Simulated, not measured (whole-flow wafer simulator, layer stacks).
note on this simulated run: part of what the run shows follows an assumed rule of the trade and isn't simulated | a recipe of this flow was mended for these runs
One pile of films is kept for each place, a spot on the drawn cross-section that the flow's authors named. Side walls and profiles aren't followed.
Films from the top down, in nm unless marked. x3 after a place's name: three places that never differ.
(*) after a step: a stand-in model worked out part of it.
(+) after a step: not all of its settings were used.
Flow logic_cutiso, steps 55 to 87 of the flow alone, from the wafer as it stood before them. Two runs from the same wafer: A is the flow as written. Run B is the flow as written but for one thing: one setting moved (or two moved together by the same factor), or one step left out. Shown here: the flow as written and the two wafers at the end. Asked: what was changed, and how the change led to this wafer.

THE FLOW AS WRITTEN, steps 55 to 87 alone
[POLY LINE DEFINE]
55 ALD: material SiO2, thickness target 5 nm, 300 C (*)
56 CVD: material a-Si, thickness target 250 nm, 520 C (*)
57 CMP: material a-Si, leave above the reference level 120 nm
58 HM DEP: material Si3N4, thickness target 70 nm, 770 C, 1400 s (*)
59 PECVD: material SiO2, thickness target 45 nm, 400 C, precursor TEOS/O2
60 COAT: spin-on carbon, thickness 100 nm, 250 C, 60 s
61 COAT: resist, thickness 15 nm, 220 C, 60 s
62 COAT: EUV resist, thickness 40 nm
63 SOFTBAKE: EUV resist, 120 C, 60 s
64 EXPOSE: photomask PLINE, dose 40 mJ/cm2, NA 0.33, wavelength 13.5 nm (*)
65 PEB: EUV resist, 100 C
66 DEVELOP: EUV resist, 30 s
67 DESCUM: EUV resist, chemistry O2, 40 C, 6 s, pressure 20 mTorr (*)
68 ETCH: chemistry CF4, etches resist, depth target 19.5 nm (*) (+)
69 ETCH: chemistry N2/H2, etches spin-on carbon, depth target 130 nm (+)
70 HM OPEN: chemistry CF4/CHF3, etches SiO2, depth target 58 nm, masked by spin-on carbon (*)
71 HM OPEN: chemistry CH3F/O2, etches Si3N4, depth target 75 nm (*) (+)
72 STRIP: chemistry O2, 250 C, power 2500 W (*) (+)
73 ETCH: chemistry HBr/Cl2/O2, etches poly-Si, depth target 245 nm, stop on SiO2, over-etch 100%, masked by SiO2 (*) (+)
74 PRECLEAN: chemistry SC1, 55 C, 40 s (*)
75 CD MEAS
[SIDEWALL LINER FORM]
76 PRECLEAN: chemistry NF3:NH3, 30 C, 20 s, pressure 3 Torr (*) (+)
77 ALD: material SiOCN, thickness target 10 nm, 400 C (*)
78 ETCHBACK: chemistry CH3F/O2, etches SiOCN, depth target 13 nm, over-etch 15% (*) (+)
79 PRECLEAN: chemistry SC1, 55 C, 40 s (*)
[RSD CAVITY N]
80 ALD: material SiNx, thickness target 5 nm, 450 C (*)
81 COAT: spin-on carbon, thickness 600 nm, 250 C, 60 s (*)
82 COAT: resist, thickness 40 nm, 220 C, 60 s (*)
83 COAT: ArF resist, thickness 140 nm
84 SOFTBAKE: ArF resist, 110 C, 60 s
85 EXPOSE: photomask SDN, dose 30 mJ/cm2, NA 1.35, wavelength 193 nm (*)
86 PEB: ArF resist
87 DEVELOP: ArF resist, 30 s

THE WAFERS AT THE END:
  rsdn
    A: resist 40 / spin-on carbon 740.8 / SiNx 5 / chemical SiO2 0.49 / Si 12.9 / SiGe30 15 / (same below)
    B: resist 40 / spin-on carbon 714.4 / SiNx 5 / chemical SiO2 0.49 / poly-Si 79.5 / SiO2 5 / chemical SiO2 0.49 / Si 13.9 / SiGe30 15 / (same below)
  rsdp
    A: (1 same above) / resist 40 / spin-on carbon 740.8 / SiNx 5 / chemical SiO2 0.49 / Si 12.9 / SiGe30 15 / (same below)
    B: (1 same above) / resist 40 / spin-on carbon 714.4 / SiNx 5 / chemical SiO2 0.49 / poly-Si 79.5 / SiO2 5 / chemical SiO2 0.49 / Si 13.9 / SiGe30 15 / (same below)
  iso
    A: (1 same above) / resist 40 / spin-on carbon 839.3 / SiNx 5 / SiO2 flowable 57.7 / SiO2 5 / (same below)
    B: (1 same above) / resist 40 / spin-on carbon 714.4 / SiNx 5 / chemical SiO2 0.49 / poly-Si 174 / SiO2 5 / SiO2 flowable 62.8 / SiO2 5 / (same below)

The cause: step 58, HM DEP: thickness target 108.5 nm was run, where the flow has thickness target 70 nm; step 58, HM DEP: 2170 s was run, where the flow has 1400 s.

How the change led to this, step by step:
  58 HM DEP: material Si3N4, thickness target 70 nm, 770 C, 1400 s (*)
      gl, glp, gxn and 11 more: A Si3N4 +70 (new film), poly-Si +120 (new film), a-Si -120 (all of it) | B Si3N4 +108.5 (new film), poly-Si +120 (new film), a-Si -120 (all of it)
      depop, dpovl x3, gfld, gxf, iso, lnri: A Si3N4 +70 (new film), poly-Si +214.5 (new film), a-Si -214.5 (all of it) | B Si3N4 +108.5 (new film), poly-Si +214.5 (new film), a-Si -214.5 (all of it)
  71 HM OPEN: chemistry CH3F/O2, etches Si3N4, depth target 75 nm (*) (+)
      iso, lnr, lnri and 6 more: A Si3N4 -55.2 (all of it), poly-Si -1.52 | B Si3N4 -75
  72 STRIP: chemistry O2, 250 C, power 2500 W (*) (+)
      iso, lnr, lnri and 6 more: A chemical SiO2 +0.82 (new film), poly-Si -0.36 | B nothing
  73 ETCH: chemistry HBr/Cl2/O2, etches poly-Si, depth target 245 nm, stop on SiO2, over-etch 100%, masked by SiO2 (*) (+)
      lnr, lnrp, lnrt, rsdn, rsdp, rsdw, rsdx: A chemical SiO2 -0.82 (all of it), poly-Si -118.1 (all of it), SiO2 -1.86 | B Si3N4 -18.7 (all of it), poly-Si -39.2
      iso, lnri: A chemical SiO2 -0.82 (all of it), poly-Si -212.6 (all of it), SiO2 -1.39 | B Si3N4 -18.7 (all of it), poly-Si -39.2
      (and at 13 more places)
  76 PRECLEAN: chemistry NF3:NH3, 30 C, 20 s, pressure 3 Torr (*) (+)
      lnr, lnrp, lnrt, rsdn, rsdp, rsdw, rsdx: A SiO2 -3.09 (all of it), chemical SiO2 -0.49 (all of it) | B chemical SiO2 -0.49 (all of it)
      iso, lnri: A SiO2 -3.56 (all of it), SiO2 flowable -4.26 | B chemical SiO2 -0.49 (all of it)
  78 ETCHBACK: chemistry CH3F/O2, etches SiOCN, depth target 13 nm, over-etch 15% (*) (+)
      rsdn, rsdp, rsdw, rsdx: A SiOCN -10 (all of it), Si -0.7 | B SiOCN -10 (all of it), poly-Si -0.7
      iso: A SiOCN -10 (all of it), SiO2 flowable -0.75 | B SiOCN -10 (all of it), poly-Si -0.7
  81 COAT: spin-on carbon, thickness 600 nm, 250 C, 60 s (*)
      gfld, gxf, gxn, gxp: A spin-on carbon +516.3 (new film) | B spin-on carbon +541.9 (new film)
      gl, glp, plug, tap: A spin-on carbon +516.4 (new film) | B spin-on carbon +541.9 (new film)
      (and at 9 more places)
